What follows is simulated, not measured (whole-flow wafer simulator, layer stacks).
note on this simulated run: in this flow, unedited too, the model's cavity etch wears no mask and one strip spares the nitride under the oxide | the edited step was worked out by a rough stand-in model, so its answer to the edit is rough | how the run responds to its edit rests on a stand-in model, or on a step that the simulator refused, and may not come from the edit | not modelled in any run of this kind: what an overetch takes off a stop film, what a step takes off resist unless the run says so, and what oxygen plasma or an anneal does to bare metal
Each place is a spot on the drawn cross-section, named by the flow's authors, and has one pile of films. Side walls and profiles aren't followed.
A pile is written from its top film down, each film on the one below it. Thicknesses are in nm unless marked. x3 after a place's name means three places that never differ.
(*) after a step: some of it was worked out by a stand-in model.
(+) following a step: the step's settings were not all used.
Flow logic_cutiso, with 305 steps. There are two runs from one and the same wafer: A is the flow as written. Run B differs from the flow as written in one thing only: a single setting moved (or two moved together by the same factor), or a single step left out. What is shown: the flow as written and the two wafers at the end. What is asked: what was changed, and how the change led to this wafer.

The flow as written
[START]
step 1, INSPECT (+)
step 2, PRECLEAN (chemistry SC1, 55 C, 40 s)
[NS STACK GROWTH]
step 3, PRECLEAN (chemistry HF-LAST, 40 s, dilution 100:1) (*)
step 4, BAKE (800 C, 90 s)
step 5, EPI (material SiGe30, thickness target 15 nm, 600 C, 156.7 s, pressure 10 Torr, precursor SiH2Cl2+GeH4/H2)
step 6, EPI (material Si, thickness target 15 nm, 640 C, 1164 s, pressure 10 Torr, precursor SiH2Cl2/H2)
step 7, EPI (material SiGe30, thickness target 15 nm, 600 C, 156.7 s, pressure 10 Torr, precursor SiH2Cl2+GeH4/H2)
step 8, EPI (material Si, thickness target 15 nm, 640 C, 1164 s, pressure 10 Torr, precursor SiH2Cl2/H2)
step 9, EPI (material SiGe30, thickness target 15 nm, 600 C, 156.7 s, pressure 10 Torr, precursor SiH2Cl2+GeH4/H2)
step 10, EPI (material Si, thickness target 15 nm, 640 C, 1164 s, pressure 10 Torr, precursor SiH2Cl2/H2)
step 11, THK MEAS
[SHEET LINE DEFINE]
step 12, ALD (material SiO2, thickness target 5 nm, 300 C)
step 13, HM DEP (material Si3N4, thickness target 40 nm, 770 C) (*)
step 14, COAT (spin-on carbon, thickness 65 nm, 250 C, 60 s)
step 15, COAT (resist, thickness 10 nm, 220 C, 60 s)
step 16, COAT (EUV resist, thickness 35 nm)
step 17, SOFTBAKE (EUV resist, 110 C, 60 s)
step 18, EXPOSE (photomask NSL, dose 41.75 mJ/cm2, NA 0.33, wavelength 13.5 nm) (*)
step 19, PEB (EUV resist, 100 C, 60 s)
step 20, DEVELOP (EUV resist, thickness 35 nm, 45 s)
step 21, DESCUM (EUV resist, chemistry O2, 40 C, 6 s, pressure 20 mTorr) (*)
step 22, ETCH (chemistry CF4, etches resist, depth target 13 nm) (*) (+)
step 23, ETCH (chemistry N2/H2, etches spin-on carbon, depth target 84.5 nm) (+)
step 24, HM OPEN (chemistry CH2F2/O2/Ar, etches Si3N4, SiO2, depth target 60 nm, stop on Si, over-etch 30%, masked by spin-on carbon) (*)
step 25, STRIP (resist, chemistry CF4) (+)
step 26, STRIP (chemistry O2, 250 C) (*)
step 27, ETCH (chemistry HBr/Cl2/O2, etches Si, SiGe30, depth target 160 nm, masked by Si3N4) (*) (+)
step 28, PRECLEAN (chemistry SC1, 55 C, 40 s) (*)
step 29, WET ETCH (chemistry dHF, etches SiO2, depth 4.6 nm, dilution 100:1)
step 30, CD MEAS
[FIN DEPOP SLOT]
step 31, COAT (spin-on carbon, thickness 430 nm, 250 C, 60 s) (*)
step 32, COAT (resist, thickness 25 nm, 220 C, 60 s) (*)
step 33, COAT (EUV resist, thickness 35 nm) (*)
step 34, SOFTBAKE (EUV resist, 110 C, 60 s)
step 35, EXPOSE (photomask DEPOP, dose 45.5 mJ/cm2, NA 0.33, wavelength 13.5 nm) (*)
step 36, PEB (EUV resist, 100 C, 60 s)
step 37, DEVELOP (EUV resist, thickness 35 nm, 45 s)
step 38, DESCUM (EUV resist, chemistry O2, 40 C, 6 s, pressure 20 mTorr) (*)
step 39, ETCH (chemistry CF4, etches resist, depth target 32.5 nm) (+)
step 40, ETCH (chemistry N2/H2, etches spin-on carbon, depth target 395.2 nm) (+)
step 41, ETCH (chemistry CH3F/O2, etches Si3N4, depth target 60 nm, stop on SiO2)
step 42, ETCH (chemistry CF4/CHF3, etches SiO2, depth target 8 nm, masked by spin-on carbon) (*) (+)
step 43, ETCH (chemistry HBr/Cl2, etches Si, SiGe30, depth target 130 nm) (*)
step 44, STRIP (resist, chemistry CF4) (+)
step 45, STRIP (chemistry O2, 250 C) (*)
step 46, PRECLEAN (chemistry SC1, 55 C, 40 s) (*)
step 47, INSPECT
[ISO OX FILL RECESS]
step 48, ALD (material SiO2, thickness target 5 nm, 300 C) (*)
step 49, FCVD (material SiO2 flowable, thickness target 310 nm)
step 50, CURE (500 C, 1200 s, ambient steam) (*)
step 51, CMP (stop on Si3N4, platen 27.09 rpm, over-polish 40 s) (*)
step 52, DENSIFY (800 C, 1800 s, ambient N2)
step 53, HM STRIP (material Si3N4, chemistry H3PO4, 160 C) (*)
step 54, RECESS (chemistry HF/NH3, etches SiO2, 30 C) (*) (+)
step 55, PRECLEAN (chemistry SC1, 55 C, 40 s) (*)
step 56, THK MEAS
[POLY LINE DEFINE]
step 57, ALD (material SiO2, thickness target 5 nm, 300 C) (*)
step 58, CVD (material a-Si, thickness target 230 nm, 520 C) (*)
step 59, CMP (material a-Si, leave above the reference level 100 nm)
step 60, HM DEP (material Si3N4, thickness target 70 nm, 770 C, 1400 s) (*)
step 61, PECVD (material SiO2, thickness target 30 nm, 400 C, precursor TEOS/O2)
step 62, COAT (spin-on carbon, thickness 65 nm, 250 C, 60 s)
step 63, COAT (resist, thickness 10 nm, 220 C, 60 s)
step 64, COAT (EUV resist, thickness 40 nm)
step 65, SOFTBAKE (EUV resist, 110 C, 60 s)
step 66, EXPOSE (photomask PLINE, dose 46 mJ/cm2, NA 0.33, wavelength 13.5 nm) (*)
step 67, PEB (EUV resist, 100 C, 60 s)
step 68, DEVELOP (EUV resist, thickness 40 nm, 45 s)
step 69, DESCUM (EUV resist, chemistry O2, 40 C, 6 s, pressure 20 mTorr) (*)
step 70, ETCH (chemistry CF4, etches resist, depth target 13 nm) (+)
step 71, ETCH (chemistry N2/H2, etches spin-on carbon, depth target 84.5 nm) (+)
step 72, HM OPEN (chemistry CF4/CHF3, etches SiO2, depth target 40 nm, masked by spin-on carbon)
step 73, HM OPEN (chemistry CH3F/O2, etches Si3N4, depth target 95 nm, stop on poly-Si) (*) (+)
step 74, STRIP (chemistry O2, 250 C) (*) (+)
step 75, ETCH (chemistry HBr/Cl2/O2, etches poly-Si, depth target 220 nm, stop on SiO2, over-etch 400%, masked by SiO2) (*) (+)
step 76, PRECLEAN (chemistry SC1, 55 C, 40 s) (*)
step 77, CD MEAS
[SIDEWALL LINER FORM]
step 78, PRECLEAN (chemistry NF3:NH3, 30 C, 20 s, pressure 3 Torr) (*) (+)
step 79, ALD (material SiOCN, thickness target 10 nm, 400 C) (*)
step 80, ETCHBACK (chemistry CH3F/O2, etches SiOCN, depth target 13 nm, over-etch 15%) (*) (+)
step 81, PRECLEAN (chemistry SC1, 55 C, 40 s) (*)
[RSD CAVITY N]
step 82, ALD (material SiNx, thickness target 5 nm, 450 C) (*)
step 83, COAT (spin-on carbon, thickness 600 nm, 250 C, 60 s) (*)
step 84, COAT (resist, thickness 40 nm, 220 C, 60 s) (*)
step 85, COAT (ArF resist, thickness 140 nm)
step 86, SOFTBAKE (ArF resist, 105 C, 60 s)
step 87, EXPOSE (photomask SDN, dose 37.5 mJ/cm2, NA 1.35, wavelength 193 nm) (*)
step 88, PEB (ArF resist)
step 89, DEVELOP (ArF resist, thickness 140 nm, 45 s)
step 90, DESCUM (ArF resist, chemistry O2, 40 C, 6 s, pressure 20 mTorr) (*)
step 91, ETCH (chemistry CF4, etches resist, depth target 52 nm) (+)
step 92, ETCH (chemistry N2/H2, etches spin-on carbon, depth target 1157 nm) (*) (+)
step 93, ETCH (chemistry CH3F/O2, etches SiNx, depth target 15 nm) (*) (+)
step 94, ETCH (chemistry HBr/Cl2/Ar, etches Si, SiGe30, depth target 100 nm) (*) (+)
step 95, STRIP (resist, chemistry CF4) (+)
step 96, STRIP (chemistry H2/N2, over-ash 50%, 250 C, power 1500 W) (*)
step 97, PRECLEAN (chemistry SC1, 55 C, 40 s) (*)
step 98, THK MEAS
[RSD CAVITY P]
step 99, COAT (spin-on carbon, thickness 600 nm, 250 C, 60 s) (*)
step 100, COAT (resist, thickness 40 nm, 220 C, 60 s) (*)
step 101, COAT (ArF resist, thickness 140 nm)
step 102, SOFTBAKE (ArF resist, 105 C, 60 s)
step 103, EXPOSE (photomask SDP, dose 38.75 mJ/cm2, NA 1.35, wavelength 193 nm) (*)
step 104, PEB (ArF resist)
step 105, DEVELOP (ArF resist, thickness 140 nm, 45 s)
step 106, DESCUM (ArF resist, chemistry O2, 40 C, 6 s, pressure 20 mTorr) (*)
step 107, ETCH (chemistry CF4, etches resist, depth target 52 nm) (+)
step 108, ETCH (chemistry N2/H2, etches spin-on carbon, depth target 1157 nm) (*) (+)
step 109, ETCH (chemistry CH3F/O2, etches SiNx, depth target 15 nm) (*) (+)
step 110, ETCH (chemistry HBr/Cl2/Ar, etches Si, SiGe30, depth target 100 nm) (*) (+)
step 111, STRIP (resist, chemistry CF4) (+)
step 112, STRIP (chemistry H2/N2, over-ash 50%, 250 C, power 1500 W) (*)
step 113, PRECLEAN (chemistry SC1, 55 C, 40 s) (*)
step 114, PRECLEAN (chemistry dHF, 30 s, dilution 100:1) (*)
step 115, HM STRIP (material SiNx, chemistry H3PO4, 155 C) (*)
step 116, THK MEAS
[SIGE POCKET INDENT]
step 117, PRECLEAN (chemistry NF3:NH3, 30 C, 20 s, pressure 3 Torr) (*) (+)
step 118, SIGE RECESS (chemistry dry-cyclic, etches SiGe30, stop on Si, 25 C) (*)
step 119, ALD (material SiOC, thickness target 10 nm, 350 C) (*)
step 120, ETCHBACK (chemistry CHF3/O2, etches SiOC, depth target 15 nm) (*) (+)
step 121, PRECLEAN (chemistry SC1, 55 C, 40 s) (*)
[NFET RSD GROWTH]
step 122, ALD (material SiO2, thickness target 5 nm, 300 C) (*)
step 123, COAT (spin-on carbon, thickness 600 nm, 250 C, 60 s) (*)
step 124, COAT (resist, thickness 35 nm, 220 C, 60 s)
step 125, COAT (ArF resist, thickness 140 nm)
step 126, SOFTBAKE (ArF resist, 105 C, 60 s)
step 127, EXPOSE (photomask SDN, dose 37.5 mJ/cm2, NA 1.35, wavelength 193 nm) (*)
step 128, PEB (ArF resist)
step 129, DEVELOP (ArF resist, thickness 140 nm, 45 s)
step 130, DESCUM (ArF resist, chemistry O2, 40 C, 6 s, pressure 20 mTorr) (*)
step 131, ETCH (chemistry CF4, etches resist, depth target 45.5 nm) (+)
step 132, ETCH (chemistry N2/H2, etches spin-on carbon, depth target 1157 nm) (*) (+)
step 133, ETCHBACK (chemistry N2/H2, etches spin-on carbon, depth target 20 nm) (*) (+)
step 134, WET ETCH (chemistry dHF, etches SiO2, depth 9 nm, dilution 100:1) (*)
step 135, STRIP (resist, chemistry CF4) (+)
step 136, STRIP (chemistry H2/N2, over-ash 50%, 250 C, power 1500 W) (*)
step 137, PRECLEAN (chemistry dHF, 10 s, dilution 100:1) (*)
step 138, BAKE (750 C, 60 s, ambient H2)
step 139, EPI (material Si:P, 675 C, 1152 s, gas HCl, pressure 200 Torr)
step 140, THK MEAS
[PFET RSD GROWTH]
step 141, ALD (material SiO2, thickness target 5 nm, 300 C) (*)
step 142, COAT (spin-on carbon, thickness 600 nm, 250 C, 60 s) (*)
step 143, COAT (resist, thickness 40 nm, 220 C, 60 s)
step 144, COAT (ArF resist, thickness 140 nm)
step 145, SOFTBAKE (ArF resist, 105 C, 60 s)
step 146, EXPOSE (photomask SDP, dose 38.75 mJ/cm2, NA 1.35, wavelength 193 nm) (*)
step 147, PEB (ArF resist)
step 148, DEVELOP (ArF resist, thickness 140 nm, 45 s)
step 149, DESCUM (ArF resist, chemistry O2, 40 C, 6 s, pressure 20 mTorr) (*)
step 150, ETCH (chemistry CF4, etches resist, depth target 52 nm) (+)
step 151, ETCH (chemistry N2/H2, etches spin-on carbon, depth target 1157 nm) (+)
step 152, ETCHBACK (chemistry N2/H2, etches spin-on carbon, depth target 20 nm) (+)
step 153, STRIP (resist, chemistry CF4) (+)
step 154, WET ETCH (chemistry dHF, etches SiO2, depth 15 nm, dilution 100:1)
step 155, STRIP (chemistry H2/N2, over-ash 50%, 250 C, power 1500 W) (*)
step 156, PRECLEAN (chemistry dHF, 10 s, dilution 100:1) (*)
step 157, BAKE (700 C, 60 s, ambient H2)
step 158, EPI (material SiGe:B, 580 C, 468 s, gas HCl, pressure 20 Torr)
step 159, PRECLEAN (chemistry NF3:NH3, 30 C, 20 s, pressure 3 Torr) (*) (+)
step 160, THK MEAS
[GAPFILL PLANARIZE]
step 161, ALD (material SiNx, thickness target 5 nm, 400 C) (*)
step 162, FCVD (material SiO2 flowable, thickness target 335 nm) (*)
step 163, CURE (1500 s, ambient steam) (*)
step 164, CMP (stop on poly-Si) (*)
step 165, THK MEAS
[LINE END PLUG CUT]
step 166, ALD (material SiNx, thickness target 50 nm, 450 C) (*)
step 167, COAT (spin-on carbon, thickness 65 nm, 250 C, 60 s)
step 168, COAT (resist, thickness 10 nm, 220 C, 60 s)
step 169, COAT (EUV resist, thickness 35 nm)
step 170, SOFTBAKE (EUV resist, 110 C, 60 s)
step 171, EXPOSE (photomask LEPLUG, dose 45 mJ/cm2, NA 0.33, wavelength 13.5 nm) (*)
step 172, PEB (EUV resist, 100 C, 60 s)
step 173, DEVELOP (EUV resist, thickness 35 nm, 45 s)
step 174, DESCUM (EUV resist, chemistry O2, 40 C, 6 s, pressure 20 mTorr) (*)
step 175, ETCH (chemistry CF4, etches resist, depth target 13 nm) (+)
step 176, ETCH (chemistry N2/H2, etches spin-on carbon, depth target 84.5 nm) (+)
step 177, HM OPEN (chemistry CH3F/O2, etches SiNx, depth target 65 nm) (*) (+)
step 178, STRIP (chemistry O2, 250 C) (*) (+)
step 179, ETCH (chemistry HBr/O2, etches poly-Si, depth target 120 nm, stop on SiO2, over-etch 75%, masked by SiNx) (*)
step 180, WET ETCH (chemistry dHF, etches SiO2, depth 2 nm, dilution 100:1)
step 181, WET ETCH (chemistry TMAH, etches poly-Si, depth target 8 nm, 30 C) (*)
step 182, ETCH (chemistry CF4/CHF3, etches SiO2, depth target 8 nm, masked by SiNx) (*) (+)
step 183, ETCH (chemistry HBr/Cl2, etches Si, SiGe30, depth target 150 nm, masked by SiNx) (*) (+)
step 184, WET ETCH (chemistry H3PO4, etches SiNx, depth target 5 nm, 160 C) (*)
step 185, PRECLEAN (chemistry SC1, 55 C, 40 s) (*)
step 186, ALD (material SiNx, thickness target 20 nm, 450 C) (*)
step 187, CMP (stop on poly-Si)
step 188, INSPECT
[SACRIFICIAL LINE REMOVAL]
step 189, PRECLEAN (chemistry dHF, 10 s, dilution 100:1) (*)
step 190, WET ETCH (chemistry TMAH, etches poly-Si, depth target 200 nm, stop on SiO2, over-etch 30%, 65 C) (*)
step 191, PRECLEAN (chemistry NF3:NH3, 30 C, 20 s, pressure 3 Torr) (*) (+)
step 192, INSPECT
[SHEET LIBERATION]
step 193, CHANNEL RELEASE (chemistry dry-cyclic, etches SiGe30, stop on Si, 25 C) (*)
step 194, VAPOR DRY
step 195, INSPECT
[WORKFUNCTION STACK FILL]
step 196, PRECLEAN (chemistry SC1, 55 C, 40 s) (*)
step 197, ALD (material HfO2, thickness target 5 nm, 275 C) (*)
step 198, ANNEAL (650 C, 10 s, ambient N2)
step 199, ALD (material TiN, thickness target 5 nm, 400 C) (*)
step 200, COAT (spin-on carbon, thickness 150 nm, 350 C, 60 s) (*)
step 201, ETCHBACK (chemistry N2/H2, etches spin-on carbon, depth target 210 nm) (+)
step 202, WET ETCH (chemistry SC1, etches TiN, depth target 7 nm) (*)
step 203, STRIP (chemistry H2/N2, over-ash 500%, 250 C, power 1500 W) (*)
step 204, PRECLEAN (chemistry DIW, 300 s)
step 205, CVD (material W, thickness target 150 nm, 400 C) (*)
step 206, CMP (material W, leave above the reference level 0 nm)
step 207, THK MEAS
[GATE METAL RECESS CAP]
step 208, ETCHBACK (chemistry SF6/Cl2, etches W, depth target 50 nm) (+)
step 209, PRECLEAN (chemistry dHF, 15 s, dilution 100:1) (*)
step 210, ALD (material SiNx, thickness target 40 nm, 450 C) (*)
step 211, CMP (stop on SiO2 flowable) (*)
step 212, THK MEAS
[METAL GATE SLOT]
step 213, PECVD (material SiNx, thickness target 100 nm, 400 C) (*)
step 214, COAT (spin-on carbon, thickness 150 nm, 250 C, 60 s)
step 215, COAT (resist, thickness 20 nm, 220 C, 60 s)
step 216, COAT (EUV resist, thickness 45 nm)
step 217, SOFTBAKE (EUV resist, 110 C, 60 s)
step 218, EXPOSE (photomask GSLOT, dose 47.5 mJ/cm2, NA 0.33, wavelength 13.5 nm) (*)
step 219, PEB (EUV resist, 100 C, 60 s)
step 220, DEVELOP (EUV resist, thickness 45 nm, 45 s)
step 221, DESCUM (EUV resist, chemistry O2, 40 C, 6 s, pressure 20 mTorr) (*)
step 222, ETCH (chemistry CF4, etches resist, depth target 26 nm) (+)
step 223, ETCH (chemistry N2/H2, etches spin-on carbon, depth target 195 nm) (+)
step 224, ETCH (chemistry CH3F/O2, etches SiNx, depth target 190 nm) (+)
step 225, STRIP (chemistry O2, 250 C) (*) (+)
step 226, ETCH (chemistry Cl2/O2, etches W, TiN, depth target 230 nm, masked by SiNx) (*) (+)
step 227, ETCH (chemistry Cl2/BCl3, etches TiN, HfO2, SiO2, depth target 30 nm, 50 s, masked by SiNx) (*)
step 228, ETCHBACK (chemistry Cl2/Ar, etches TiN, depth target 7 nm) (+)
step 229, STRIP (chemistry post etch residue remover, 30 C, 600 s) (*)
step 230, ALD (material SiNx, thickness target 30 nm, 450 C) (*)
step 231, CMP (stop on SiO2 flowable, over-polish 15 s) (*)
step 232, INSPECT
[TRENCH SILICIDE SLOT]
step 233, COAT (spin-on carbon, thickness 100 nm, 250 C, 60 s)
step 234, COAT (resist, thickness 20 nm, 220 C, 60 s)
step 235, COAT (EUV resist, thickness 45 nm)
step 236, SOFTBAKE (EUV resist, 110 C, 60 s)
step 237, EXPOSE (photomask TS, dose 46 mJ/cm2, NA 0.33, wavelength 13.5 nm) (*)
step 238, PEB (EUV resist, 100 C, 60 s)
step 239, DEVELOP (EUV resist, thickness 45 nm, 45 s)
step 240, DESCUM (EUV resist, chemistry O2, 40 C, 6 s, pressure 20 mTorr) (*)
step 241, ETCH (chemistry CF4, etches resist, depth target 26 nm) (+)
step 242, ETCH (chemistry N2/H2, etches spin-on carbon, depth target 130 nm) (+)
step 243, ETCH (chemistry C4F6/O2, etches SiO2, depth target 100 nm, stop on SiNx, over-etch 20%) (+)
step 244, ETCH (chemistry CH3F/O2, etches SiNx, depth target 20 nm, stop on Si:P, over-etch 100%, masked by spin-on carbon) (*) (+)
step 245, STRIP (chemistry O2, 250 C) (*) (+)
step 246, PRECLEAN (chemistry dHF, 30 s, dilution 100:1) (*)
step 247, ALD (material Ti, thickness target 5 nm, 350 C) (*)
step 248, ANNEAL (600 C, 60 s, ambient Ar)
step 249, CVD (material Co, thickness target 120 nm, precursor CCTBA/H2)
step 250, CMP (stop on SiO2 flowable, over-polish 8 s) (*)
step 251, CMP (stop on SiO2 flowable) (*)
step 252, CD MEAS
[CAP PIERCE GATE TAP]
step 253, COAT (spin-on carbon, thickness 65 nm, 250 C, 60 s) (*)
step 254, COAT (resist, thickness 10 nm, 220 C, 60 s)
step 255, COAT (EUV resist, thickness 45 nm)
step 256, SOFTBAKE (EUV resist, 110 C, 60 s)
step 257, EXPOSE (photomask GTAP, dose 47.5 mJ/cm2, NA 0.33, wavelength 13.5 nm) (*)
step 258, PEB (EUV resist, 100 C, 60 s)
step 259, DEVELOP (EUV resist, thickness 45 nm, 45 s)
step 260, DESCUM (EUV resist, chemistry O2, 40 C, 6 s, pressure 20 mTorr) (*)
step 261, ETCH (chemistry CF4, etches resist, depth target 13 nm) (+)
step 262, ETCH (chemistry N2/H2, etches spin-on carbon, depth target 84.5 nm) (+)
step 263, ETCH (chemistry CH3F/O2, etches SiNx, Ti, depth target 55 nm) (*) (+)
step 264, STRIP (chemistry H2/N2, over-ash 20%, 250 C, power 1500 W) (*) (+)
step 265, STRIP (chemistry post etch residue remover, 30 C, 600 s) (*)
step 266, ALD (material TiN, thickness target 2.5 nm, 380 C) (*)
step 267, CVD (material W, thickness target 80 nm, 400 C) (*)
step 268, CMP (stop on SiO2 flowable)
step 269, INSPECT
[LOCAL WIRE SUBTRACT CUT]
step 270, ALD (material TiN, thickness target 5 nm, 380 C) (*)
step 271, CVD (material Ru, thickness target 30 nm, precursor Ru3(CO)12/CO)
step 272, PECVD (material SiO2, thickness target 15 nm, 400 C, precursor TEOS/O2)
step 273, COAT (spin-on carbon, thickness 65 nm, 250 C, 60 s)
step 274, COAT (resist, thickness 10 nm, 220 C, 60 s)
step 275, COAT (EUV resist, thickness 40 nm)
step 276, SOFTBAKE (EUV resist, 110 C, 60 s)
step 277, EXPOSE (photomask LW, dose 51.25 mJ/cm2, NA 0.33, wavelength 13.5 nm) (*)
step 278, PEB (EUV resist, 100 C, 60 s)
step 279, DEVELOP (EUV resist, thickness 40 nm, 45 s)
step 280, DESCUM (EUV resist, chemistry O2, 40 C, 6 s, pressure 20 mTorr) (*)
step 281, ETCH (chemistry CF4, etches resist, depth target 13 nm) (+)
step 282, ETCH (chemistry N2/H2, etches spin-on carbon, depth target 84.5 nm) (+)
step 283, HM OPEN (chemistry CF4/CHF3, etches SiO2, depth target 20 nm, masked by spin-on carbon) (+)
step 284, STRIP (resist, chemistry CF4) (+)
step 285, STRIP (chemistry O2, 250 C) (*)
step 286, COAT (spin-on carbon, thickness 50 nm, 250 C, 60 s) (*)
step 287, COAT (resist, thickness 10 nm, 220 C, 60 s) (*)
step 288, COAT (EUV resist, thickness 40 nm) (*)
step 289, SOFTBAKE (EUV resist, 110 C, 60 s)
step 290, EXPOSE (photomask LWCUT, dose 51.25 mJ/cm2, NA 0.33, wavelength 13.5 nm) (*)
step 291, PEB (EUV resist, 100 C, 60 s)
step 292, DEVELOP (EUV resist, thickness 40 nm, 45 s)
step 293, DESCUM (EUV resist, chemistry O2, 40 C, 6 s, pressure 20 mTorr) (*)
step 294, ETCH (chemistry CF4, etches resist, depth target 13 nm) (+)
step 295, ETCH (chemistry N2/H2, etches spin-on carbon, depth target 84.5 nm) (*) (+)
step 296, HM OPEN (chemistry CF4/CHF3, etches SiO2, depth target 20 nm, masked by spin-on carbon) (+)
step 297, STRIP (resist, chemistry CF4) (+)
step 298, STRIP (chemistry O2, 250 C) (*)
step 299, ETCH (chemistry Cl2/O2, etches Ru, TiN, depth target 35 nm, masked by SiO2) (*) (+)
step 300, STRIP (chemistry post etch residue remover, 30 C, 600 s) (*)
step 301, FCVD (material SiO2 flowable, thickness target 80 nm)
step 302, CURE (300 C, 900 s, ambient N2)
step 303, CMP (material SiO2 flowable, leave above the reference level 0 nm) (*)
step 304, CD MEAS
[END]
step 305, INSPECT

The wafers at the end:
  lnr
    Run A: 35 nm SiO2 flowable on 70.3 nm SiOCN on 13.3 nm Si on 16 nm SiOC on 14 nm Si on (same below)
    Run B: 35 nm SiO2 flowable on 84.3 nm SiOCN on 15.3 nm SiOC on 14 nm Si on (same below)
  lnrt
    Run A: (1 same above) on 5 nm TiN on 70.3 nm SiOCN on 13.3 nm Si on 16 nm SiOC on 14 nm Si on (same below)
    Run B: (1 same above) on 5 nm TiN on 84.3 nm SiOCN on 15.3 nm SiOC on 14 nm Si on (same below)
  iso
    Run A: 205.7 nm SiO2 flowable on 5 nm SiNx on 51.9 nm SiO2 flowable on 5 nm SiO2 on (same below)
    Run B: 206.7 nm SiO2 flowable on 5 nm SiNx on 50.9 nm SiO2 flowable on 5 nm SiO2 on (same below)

What caused this: step 75, ETCH: depth target 258.5 nm was run, though the flow has depth target 220 nm.

The path from the change to this, step by step:
  step 75, ETCH (chemistry HBr/Cl2/O2, etches poly-Si, depth target 220 nm, stop on SiO2, over-etch 400%, masked by SiO2) (*) (+)
      lnr, lnrp, lnrt, rsdn, rsdp, rsdw, rsdx: A chemical SiO2 loses 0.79 (all of it), poly-Si loses 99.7 (all of it), SiO2 loses 5 (all of it) | B chemical SiO2 loses 0.79 (all of it), poly-Si loses 99.7 (all of it), SiO2 loses 5 (all of it), chemical SiO2 loses 0.49 (all of it), Si loses 13.9 (all of it)
      iso, lnri: A chemical SiO2 loses 0.79 (all of it), poly-Si loses 189.1 (all of it), SiO2 loses 4.55 | B chemical SiO2 loses 0.79 (all of it), poly-Si loses 189.1 (all of it), SiO2 loses 5 (all of it), SiO2 flowable loses 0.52
  step 80, ETCHBACK (chemistry CH3F/O2, etches SiOCN, depth target 13 nm, over-etch 15%) (*) (+)
      rsdn, rsdp, rsdw, rsdx: A SiOCN loses 10 (all of it), Si loses 0.7 | B SiOCN loses 10 (all of it), SiGe30 loses 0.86
      lnr, lnrp, lnrt: A SiOCN gains 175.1 | B SiOCN gains 189.1
  step 94, ETCH (chemistry HBr/Cl2/Ar, etches Si, SiGe30, depth target 100 nm) (*) (+)
      rsdn, rsdx: A chemical SiO2 loses 0.49 (all of it), Si loses 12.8 (all of it), SiGe30 loses 15 (all of it), Si loses 15 (all of it), SiGe30 loses 15 (all of it), Si loses 15 (all of it), SiGe30 loses 15 (all of it), Si loses 12.2 | B chemical SiO2 loses 0.49 (all of it), SiGe30 loses 13.7 (all of it), Si loses 15 (all of it), SiGe30 loses 15 (all of it), Si loses 15 (all of it), SiGe30 loses 15 (all of it), Si loses 26.3
  step 110, ETCH (chemistry HBr/Cl2/Ar, etches Si, SiGe30, depth target 100 nm) (*) (+)
      rsdp, rsdw: A chemical SiO2 loses 0.49 (all of it), Si loses 12.8 (all of it), SiGe30 loses 15 (all of it), Si loses 15 (all of it), SiGe30 loses 15 (all of it), Si loses 15 (all of it), SiGe30 loses 15 (all of it), Si loses 12.2 | B chemical SiO2 loses 0.49 (all of it), SiGe30 loses 13.7 (all of it), Si loses 15 (all of it), SiGe30 loses 15 (all of it), Si loses 15 (all of it), SiGe30 loses 15 (all of it), Si loses 26.3
  step 118, SIGE RECESS (chemistry dry-cyclic, etches SiGe30, stop on Si, 25 C) (*)
      lnr, lnrp, lnrt: A SiOCN loses 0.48, Si loses 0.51, cavity gains 16 (new film), SiGe30 loses 15 (all of it), Si loses 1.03, cavity gains 16 (new film), SiGe30 loses 15 (all of it), Si loses 1.03, cavity gains 16 (new film), SiGe30 loses 15 (all of it), Si loses 0.51 | B SiOCN loses 0.48, cavity gains 15.3 (new film), SiGe30 loses 14.8 (all of it), Si loses 1.03, cavity gains 16 (new film), SiGe30 loses 15 (all of it), Si loses 1.03, cavity gains 16 (new film), SiGe30 loses 15 (all of it), Si loses 0.51
  step 119, ALD (material SiOC, thickness target 10 nm, 350 C) (*)
      lnr, lnrp, lnrt: A SiOC gains 10 (new film), SiOC gains 16 (new film), cavity loses 16 (all of it), SiOC gains 16 (new film), cavity loses 16 (all of it), SiOC gains 16 (new film), cavity loses 16 (all of it) | B SiOC gains 10 (new film), SiOC gains 15.3 (new film), cavity loses 15.3 (all of it), SiOC gains 16 (new film), cavity loses 16 (all of it), SiOC gains 16 (new film), cavity loses 16 (all of it)
  step 135, STRIP (resist, chemistry CF4) (+)
      gl: A Si3N4 loses 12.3 | B Si3N4 loses 11.7
  step 139, EPI (material Si:P, 675 C, 1152 s, gas HCl, pressure 200 Torr)
      rsdn, rsdx: A Si:P gains 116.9 (new film) | B Si:P gains 131 (new film)
  step 141, ALD (material SiO2, thickness target 5 nm, 300 C) (*)
      gxn: A SiO2 gains 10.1 (new film) | B SiO2 gains 6.14 (new film)
  step 158, EPI (material SiGe:B, 580 C, 468 s, gas HCl, pressure 20 Torr)
      rsdp, rsdw: A SiGe:B gains 116.8 (new film) | B SiGe:B gains 131 (new film)
  step 159, PRECLEAN (chemistry NF3:NH3, 30 C, 20 s, pressure 3 Torr) (*) (+)
      gxn: A SiO2 loses 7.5 | B SiO2 loses 4.62 (all of it), Si3N4 loses 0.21
  step 164, CMP (stop on poly-Si) (*)
      gxn: A SiO2 flowable loses 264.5 (all of it), SiNx loses 5 (all of it), SiO2 loses 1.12 (all of it), Si3N4 loses 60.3 (all of it) | B SiO2 flowable loses 265.5 (all of it), SiNx loses 5 (all of it), Si3N4 loses 60.4 (all of it)
